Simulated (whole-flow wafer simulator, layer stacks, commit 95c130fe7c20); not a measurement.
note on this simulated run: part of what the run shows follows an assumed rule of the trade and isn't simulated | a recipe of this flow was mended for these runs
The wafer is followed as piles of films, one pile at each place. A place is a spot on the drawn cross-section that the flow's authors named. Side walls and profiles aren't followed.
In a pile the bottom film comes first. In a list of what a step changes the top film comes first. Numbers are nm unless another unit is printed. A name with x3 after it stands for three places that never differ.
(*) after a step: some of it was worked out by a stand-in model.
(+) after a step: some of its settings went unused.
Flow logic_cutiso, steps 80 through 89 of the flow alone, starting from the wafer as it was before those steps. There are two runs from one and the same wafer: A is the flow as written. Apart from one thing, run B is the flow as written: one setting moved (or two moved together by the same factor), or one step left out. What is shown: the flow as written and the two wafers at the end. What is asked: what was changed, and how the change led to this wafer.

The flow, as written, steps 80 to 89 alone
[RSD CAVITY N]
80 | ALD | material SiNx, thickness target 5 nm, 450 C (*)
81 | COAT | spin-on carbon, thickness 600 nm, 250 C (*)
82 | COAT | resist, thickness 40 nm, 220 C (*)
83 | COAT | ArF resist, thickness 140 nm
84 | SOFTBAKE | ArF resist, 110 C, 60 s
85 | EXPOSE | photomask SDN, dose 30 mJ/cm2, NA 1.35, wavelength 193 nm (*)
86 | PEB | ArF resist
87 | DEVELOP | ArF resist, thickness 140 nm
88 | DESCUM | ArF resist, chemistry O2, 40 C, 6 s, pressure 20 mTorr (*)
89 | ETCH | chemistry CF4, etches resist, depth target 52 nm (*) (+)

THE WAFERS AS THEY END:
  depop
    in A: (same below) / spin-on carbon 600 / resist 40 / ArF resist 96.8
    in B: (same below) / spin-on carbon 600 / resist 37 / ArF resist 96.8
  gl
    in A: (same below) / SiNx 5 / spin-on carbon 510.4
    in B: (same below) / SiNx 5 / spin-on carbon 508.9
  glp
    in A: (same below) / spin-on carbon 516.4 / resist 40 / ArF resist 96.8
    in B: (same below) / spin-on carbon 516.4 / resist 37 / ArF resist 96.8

Cause: step 82, COAT: thickness 37 nm was run, whereas the flow has thickness 40 nm.
The wafer itself shows it: depop has resist 37, and step 82 as written asks for 40 nm.

Step by step, how the change led to this:
  82 | COAT | resist, thickness 40 nm, 220 C (*)
      depop, dpovl x3, gl and 15 more: A +40 resist (new film) | B +37 resist (new film)
      gfld, lnri: A +40.1 resist (new film) | B +37.1 resist (new film)
  89 | ETCH | chemistry CF4, etches resist, depth target 52 nm (*) (+)
      lnrt, rsdn, tap: A -40 resist (all of it), -6.01 spin-on carbon | B -37 resist (all of it), -7.51 spin-on carbon
      lnr, rsdx: A -40 resist (all of it), -5.99 spin-on carbon | B -37 resist (all of it), -7.49 spin-on carbon
      (and at 2 other places as well)
